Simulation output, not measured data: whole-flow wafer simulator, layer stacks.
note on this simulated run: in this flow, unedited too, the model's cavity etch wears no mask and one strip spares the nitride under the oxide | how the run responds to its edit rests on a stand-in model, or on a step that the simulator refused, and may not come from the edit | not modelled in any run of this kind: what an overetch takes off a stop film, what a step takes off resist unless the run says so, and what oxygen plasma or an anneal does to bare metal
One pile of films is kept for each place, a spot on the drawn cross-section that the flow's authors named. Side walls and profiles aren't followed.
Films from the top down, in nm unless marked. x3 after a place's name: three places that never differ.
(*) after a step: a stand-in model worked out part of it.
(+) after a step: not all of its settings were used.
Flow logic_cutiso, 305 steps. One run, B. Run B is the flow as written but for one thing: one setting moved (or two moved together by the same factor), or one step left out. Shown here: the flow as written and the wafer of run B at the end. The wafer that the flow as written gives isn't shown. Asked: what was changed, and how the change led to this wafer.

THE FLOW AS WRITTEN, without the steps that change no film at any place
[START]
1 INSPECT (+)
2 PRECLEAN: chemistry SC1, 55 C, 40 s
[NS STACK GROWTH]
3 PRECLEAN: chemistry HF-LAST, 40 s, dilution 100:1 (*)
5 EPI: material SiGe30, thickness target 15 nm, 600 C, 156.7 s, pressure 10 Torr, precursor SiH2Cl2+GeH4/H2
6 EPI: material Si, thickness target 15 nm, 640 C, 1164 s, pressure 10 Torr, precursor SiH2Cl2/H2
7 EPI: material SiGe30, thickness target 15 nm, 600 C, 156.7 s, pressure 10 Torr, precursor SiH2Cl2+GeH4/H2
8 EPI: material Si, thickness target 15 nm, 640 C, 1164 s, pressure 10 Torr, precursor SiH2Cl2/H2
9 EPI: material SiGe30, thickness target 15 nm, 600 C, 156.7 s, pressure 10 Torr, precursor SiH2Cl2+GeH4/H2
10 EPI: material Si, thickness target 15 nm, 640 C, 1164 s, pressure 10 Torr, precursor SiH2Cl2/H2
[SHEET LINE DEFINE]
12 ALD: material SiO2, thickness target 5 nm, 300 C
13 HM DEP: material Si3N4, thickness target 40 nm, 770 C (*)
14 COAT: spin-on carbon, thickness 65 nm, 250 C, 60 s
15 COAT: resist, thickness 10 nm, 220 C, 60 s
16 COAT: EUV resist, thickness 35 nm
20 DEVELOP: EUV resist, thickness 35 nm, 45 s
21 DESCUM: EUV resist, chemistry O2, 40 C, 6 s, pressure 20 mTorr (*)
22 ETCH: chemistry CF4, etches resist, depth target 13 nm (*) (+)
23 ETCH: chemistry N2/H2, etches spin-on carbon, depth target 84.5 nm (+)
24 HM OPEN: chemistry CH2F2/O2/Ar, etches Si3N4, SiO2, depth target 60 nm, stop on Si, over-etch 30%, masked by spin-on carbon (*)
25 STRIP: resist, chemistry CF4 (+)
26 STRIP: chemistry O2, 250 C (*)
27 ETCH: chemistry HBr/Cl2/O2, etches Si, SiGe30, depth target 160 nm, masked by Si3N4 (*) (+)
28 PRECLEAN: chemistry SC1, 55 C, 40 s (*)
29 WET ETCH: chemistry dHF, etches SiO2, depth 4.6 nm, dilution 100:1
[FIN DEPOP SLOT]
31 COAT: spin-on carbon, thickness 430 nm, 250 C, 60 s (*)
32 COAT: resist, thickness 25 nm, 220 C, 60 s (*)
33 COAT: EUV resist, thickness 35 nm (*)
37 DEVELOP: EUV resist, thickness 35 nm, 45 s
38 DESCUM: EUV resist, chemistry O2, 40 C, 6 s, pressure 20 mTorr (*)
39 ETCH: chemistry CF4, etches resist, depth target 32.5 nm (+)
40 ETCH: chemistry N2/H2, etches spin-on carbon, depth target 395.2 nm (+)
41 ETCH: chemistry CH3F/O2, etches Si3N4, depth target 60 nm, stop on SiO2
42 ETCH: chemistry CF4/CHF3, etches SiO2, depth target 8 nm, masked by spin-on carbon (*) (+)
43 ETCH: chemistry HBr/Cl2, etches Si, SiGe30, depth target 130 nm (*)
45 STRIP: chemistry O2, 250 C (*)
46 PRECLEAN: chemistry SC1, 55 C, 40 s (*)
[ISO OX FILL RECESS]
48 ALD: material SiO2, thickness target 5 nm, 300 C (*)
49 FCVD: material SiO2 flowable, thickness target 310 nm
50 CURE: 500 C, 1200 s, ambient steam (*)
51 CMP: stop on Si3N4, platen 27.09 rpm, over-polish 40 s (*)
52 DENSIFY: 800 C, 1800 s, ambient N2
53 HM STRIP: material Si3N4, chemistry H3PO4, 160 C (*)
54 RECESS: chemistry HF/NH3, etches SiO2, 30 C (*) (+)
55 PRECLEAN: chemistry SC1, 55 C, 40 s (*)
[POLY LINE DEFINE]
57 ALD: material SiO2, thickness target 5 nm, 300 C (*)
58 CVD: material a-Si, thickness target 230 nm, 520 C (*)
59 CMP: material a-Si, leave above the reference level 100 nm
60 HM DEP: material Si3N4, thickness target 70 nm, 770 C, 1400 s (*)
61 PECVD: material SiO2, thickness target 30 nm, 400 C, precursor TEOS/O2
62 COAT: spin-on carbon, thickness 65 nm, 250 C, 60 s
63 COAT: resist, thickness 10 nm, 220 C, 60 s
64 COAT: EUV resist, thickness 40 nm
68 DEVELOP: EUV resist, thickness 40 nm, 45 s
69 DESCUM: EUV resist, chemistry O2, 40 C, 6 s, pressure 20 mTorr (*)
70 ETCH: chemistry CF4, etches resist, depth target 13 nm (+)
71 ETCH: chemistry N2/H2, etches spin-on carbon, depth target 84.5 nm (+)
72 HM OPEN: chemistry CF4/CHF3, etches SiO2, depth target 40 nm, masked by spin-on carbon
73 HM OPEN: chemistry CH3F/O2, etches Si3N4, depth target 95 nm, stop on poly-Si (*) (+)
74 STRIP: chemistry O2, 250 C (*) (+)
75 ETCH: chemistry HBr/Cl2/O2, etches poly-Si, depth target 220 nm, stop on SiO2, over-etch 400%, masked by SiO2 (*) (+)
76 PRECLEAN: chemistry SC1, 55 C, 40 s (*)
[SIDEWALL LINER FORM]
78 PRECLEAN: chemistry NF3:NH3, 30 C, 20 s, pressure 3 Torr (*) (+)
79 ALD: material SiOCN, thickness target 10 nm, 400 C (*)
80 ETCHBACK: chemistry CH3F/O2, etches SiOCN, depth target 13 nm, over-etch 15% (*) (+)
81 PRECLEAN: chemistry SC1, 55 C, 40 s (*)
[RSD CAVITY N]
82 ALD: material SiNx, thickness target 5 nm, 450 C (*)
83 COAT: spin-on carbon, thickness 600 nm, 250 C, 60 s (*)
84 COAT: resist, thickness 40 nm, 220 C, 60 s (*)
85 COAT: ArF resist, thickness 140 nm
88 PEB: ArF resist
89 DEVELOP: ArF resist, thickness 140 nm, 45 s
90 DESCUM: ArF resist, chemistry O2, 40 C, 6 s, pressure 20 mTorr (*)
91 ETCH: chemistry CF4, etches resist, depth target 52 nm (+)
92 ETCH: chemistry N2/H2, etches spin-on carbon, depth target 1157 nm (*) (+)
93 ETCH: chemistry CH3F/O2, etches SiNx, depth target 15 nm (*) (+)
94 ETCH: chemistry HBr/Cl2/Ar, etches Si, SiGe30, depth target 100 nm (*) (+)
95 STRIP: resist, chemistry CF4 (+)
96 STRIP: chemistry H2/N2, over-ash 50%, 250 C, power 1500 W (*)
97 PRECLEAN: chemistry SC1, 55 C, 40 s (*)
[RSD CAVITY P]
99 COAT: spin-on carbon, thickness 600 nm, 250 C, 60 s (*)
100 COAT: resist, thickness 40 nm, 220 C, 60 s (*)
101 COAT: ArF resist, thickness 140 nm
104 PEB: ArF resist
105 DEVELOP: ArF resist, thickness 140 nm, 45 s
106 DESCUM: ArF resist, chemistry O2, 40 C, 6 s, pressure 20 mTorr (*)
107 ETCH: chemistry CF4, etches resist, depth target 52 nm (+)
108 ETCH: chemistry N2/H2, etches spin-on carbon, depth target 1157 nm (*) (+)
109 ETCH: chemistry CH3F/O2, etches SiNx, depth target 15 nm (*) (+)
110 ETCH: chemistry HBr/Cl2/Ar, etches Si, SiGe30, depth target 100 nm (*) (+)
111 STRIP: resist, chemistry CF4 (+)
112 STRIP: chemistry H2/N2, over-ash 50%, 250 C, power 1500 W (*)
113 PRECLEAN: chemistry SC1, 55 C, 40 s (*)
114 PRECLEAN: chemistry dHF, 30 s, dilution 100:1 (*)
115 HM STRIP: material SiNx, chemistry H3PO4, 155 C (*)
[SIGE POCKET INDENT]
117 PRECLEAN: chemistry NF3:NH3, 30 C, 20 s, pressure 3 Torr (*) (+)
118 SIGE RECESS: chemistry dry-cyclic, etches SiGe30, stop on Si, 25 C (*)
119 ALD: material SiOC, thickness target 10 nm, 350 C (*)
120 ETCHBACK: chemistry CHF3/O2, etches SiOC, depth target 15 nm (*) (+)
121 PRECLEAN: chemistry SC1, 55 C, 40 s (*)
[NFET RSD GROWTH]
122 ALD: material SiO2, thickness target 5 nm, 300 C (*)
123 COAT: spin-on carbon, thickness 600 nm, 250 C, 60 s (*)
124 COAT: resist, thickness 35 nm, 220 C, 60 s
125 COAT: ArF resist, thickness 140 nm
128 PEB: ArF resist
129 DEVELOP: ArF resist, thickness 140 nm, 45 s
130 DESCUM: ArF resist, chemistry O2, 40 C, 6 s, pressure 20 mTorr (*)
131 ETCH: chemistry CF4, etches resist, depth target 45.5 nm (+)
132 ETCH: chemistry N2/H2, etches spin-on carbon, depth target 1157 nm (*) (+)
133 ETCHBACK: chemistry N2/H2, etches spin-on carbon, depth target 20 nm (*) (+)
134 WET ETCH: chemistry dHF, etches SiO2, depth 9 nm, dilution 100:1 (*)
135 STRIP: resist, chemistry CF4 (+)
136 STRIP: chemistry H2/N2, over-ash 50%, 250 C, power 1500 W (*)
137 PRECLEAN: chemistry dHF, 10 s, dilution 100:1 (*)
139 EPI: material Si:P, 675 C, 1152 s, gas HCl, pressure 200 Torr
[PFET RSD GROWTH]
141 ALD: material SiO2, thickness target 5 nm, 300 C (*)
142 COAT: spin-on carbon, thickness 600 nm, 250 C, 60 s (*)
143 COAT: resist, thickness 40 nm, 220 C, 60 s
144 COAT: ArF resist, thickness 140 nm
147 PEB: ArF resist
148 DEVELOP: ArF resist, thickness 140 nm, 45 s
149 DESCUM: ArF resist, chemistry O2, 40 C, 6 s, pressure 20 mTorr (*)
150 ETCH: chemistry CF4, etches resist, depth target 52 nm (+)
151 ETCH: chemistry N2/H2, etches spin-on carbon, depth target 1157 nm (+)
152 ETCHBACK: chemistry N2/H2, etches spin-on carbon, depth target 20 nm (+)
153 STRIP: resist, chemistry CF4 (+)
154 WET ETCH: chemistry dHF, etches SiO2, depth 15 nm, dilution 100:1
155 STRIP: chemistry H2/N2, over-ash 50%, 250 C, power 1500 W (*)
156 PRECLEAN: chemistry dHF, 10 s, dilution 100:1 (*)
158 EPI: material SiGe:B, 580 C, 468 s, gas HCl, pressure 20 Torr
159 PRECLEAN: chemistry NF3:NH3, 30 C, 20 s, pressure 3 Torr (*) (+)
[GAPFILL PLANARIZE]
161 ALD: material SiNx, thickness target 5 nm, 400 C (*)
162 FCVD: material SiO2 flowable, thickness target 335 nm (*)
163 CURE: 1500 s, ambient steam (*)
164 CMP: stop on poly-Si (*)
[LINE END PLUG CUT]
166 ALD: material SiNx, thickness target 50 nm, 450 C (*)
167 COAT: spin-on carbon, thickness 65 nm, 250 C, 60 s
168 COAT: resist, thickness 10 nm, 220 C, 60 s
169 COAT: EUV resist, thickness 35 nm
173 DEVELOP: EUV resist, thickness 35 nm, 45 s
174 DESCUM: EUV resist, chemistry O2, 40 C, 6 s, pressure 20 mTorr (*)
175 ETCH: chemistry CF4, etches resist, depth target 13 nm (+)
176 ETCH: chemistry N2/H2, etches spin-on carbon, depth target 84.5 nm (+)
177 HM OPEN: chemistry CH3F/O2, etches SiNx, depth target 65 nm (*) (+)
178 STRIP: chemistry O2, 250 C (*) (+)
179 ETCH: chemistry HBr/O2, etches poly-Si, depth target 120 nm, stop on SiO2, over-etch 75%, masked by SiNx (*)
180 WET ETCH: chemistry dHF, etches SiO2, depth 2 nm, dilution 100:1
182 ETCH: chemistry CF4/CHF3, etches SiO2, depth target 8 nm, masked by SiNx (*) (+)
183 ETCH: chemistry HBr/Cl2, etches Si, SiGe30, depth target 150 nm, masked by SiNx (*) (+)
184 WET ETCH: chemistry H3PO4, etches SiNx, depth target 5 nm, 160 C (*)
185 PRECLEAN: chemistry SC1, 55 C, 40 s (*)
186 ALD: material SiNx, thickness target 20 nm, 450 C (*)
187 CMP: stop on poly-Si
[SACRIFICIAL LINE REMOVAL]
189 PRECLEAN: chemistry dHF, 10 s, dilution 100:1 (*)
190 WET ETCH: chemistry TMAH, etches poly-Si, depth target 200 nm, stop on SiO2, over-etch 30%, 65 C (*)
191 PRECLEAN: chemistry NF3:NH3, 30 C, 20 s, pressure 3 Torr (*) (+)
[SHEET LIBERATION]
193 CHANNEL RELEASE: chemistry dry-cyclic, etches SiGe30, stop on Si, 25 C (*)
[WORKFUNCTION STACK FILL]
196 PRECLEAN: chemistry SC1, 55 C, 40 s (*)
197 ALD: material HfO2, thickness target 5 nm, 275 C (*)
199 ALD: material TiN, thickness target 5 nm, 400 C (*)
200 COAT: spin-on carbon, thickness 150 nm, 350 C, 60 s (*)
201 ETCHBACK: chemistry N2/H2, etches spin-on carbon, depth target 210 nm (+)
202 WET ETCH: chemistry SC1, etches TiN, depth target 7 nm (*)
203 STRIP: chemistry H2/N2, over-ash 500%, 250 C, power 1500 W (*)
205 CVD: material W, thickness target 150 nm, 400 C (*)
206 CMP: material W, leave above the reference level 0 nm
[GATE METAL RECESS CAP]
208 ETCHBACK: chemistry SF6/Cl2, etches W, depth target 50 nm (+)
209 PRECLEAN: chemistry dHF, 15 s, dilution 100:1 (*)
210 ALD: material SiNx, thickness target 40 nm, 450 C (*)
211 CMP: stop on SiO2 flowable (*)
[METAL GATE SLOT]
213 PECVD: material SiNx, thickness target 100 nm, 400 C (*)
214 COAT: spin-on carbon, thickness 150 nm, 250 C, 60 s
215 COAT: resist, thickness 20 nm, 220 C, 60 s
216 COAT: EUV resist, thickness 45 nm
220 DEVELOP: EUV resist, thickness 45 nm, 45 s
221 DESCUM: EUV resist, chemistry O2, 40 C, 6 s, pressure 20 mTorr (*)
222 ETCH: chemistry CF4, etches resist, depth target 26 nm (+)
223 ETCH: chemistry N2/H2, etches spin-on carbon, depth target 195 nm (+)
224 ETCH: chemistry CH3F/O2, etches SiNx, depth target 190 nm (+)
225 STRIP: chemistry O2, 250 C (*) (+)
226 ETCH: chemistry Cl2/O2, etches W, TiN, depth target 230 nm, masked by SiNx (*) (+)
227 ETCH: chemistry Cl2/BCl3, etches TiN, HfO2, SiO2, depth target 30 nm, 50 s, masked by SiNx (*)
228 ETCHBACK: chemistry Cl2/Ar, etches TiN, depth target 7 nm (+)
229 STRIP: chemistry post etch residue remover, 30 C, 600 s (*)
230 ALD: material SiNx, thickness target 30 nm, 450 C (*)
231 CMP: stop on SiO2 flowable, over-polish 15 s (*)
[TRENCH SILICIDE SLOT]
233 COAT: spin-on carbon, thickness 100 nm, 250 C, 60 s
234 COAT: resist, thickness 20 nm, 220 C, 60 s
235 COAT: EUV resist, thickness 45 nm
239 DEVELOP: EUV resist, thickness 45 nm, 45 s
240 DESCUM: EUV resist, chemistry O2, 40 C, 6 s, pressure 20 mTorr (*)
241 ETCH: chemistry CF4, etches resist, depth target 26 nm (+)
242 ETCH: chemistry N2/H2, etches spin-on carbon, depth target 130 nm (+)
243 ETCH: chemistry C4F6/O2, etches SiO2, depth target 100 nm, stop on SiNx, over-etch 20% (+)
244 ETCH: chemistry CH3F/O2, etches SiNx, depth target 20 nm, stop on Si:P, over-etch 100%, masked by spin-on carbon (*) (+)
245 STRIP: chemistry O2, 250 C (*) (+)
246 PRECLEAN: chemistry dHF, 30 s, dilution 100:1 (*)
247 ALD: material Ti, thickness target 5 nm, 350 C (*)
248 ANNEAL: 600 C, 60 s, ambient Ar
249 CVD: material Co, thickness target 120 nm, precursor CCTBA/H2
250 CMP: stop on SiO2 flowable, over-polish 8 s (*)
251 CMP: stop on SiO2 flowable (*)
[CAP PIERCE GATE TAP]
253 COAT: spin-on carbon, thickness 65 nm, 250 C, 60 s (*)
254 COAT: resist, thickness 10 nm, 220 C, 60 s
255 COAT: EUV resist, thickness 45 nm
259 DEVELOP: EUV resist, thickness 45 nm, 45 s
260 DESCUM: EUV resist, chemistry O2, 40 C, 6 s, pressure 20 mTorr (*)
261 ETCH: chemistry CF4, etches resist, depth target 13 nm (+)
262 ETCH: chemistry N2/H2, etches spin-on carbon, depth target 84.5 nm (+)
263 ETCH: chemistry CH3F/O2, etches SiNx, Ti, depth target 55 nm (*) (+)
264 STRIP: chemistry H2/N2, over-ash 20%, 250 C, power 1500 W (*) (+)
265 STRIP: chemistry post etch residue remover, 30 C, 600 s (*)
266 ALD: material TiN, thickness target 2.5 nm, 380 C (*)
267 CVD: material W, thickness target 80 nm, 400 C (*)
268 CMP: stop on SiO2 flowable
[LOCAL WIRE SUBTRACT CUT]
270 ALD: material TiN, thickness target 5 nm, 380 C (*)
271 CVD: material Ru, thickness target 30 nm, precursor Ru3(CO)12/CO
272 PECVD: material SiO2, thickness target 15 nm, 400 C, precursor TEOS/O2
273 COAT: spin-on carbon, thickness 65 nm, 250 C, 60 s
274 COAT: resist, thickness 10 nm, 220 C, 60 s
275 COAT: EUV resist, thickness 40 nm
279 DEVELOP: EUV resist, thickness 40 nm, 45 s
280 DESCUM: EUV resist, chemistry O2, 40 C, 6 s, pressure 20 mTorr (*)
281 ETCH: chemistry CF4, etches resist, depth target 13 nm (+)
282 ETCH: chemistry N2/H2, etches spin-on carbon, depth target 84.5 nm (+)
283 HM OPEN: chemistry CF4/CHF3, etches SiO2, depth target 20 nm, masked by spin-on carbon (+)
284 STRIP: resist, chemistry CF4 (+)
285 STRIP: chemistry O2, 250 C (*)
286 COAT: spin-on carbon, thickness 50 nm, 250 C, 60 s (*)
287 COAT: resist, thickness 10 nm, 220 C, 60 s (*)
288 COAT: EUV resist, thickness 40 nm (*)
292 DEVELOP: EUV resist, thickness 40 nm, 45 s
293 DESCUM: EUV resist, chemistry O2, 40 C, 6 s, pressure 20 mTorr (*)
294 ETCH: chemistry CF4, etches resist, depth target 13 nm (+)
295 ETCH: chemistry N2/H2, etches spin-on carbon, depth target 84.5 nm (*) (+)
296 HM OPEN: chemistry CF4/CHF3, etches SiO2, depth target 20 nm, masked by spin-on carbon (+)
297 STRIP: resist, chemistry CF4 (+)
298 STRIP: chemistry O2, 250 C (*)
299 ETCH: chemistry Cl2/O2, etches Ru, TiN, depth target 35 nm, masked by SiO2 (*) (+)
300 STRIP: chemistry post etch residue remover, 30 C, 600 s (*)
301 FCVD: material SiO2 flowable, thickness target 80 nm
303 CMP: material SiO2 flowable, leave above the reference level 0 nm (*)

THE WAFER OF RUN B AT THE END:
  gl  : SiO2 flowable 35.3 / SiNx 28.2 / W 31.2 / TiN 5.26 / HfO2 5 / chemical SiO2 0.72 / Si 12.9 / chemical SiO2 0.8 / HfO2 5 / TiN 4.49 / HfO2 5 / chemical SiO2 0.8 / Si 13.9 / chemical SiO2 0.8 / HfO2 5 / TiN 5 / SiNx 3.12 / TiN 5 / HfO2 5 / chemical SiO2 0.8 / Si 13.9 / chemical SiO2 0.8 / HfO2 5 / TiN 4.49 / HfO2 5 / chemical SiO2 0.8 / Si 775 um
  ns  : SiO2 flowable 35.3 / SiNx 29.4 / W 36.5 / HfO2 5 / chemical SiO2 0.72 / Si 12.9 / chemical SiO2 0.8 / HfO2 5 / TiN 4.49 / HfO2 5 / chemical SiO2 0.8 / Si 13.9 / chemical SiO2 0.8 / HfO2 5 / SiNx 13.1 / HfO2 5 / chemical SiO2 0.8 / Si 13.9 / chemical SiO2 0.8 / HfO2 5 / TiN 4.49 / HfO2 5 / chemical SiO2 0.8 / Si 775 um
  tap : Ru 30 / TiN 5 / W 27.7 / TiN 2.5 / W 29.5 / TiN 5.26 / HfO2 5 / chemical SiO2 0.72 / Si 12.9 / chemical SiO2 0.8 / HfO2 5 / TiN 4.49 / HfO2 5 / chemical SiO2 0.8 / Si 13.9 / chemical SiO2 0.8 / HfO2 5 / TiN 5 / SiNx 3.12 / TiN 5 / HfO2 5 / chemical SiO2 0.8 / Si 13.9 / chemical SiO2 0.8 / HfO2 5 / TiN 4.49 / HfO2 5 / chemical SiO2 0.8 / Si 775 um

The cause: step 7, EPI: thickness target 23.6 nm was run, where the flow has thickness target 15 nm; step 7, EPI: 246.8 s was run, where the flow has 156.7 s.

How the change led to this, step by step:
  7 EPI: material SiGe30, thickness target 15 nm, 600 C, 156.7 s, pressure 10 Torr, precursor SiH2Cl2+GeH4/H2
      depop, dpovl, gfld and 19 more: SiGe30 +23.6 (new film) (as written it would be: SiGe30 +15 (new film))
  27 ETCH: chemistry HBr/Cl2/O2, etches Si, SiGe30, depth target 160 nm, masked by Si3N4 (*) (+)
      gfld, gxf, iso, lnri: chemical SiO2 -0.79 (all of it), Si -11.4 (all of it), SiGe30 -15 (all of it), Si -15 (all of it), SiGe30 -23.6 (all of it), Si -15 (all of it), SiGe30 -15 (all of it), Si -65 (as written it would be: chemical SiO2 -0.79 (all of it), Si -11.4 (all of it), SiGe30 -15 (all of it), Si -15 (all of it), SiGe30 -15 (all of it), Si -15 (all of it), SiGe30 -15 (all of it), Si -73.6)
      dpovl, nsgap: chemical SiO2 -0.79 (all of it), Si -11.8 (all of it), SiGe30 -15 (all of it), Si -15 (all of it), SiGe30 -23.6 (all of it), Si -15 (all of it), SiGe30 -15 (all of it), Si -64.6 (as written it would be: chemical SiO2 -0.79 (all of it), Si -11.8 (all of it), SiGe30 -15 (all of it), Si -15 (all of it), SiGe30 -15 (all of it), Si -15 (all of it), SiGe30 -15 (all of it), Si -73.2)
      (and at 1 more place)
  43 ETCH: chemistry HBr/Cl2, etches Si, SiGe30, depth target 130 nm (*)
      depop: Si -14 (all of it), SiGe30 -15 (all of it), Si -15 (all of it), SiGe30 -23.6 (all of it), Si -15 (all of it), SiGe30 -15 (all of it), Si -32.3 (as written it would be: Si -14 (all of it), SiGe30 -15 (all of it), Si -15 (all of it), SiGe30 -15 (all of it), Si -15 (all of it), SiGe30 -15 (all of it), Si -41)
  94 ETCH: chemistry HBr/Cl2/Ar, etches Si, SiGe30, depth target 100 nm (*) (+)
      rsdn, rsdx: chemical SiO2 -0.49 (all of it), Si -12.8 (all of it), SiGe30 -15 (all of it), Si -15 (all of it), SiGe30 -23.6 (all of it), Si -15 (all of it), SiGe30 -15 (all of it), Si -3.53 (as written it would be: chemical SiO2 -0.49 (all of it), Si -12.8 (all of it), SiGe30 -15 (all of it), Si -15 (all of it), SiGe30 -15 (all of it), Si -15 (all of it), SiGe30 -15 (all of it), Si -12.2)
  110 ETCH: chemistry HBr/Cl2/Ar, etches Si, SiGe30, depth target 100 nm (*) (+)
      rsdp, rsdw: chemical SiO2 -0.49 (all of it), Si -12.8 (all of it), SiGe30 -15 (all of it), Si -15 (all of it), SiGe30 -23.6 (all of it), Si -15 (all of it), SiGe30 -15 (all of it), Si -3.53 (as written it would be: chemical SiO2 -0.49 (all of it), Si -12.8 (all of it), SiGe30 -15 (all of it), Si -15 (all of it), SiGe30 -15 (all of it), Si -15 (all of it), SiGe30 -15 (all of it), Si -12.2)
  118 SIGE RECESS: chemistry dry-cyclic, etches SiGe30, stop on Si, 25 C (*)
      lnr, lnrp, lnrt: SiOCN -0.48, Si -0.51, cavity +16 (new film), SiGe30 -15 (all of it), Si -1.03, cavity +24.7 (new film), SiGe30 -23.6 (all of it), Si -1.03, cavity +16 (new film), SiGe30 -15 (all of it), Si -0.51 (as written it would be: SiOCN -0.48, Si -0.51, cavity +16 (new film), SiGe30 -15 (all of it), Si -1.03, cavity +16 (new film), SiGe30 -15 (all of it), Si -1.03, cavity +16 (new film), SiGe30 -15 (all of it), Si -0.51)
  119 ALD: material SiOC, thickness target 10 nm, 350 C (*)
      lnr, lnrp, lnrt: SiOC +10 (new film), SiOC +16 (new film), cavity -16 (all of it), SiOC +24.7 (new film), cavity -24.7 (all of it), SiOC +16 (new film), cavity -16 (all of it) (as written it would be: SiOC +10 (new film), SiOC +16 (new film), cavity -16 (all of it), SiOC +16 (new film), cavity -16 (all of it), SiOC +16 (new film), cavity -16 (all of it))
  183 ETCH: chemistry HBr/Cl2, etches Si, SiGe30, depth target 150 nm, masked by SiNx (*) (+)
      plug: Si -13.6 (all of it), SiGe30 -15 (all of it), Si -15 (all of it), SiGe30 -23.6 (all of it), Si -15 (all of it), SiGe30 -15 (all of it), Si -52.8 (as written it would be: Si -13.6 (all of it), SiGe30 -15 (all of it), Si -15 (all of it), SiGe30 -15 (all of it), Si -15 (all of it), SiGe30 -15 (all of it), Si -61.4)
  193 CHANNEL RELEASE: chemistry dry-cyclic, etches SiGe30, stop on Si, 25 C (*)
      gl, glp, gxn, gxp, ns, tap: chemical SiO2 +0.8 (new film), Si -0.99, chemical SiO2 +0.8 (new film), cavity +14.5 (new film), chemical SiO2 +0.8 (new film), SiGe30 -15 (all of it), Si -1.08, chemical SiO2 +0.8 (new film), cavity +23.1 (new film), chemical SiO2 +0.8 (new film), SiGe30 -23.6 (all of it), Si -1.08, chemical SiO2 +0.8 (new film), cavity +14.5 (new film), chemical SiO2 +0.8 (new film), SiGe30 -15 (all of it), Si -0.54 (as written it would be: chemical SiO2 +0.8 (new film), Si -0.99, chemical SiO2 +0.8 (new film), cavity +14.5 (new film), chemical SiO2 +0.8 (new film), SiGe30 -15 (all of it), Si -1.08, chemical SiO2 +0.8 (new film), cavity +14.5 (new film), chemical SiO2 +0.8 (new film), SiGe30 -15 (all of it), Si -1.08, chemical SiO2 +0.8 (new film), cavity +14.5 (new film), chemical SiO2 +0.8 (new film), SiGe30 -15 (all of it), Si -0.54)
  199 ALD: material TiN, thickness target 5 nm, 400 C (*)
      gl, glp, tap: TiN +5.26 (new film), TiN +4.49 (new film), cavity -4.49 (all of it), TiN +5 (new film), cavity -10, TiN +5 (new film), TiN +4.49 (new film), cavity -4.49 (all of it) (as written it would be: TiN +5.26 (new film), TiN +4.49 (new film), cavity -4.49 (all of it), TiN +4.49 (new film), cavity -4.49 (all of it), TiN +4.49 (new film), cavity -4.49 (all of it))
      gxn, gxp, ns: TiN +5 (new film), TiN +4.49 (new film), cavity -4.49 (all of it), TiN +5 (new film), cavity -10, TiN +5 (new film), TiN +4.49 (new film), cavity -4.49 (all of it) (as written it would be: TiN +5 (new film), TiN +4.49 (new film), cavity -4.49 (all of it), TiN +4.49 (new film), cavity -4.49 (all of it), TiN +4.49 (new film), cavity -4.49 (all of it))
  202 WET ETCH: chemistry SC1, etches TiN, depth target 7 nm (*)
      ns: TiN -5 (all of it), TiN -5 (all of it), cavity +10, TiN -5 (all of it) (as written it would be: TiN -5 (all of it))
  210 ALD: material SiNx, thickness target 40 nm, 450 C (*)
      gl, glp, gxn, gxp, tap: SiNx +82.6 (new film), SiNx +3.12 (new film), cavity -3.12 (all of it) (as written it would be: SiNx +82.6 (new film))
      ns: SiNx +40 (new film), SiNx +13.1 (new film), cavity -13.1 (all of it) (as written it would be: SiNx +40 (new film))
Counting metal films that touch as one body, gl has 5 bodies (between them, from the top down: HfO2 5 / chemical SiO2 0.72 / Si 12.9 / chemical SiO2 0.8 / HfO2 5; HfO2 5 / chemical SiO2 0.8 / Si 13.9 / chemical SiO2 0.8 / HfO2 5; SiNx 3.12; HfO2 5 / chemical SiO2 0.8 / Si 13.9 / chemical SiO2 0.8 / HfO2 5); the flow as written gives 4 bodies (between them, from the top down: HfO2 5 / chemical SiO2 0.72 / Si 12.9 / chemical SiO2 0.8 / HfO2 5; HfO2 5 / chemical SiO2 0.8 / Si 13.9 / chemical SiO2 0.8 / HfO2 5; HfO2 5 / chemical SiO2 0.8 / Si 13.9 / chemical SiO2 0.8 / HfO2 5).
Counting metal films that touch as one body, ns has 3 bodies (between them, from the top down: HfO2 5 / chemical SiO2 0.72 / Si 12.9 / chemical SiO2 0.8 / HfO2 5; HfO2 5 / chemical SiO2 0.8 / Si 13.9 / chemical SiO2 0.8 / HfO2 5 / SiNx 13.1 / HfO2 5 / chemical SiO2 0.8 / Si 13.9 / chemical SiO2 0.8 / HfO2 5); the flow as written gives 4 bodies (between them, from the top down: HfO2 5 / chemical SiO2 0.72 / Si 12.9 / chemical SiO2 0.8 / HfO2 5; HfO2 5 / chemical SiO2 0.8 / Si 13.9 / chemical SiO2 0.8 / HfO2 5; HfO2 5 / chemical SiO2 0.8 / Si 13.9 / chemical SiO2 0.8 / HfO2 5).
Counting metal films that touch as one body, tap has 5 bodies (between them, from the top down: HfO2 5 / chemical SiO2 0.72 / Si 12.9 / chemical SiO2 0.8 / HfO2 5; HfO2 5 / chemical SiO2 0.8 / Si 13.9 / chemical SiO2 0.8 / HfO2 5; SiNx 3.12; HfO2 5 / chemical SiO2 0.8 / Si 13.9 / chemical SiO2 0.8 / HfO2 5); the flow as written gives 4 bodies (between them, from the top down: HfO2 5 / chemical SiO2 0.72 / Si 12.9 / chemical SiO2 0.8 / HfO2 5; HfO2 5 / chemical SiO2 0.8 / Si 13.9 / chemical SiO2 0.8 / HfO2 5; HfO2 5 / chemical SiO2 0.8 / Si 13.9 / chemical SiO2 0.8 / HfO2 5).
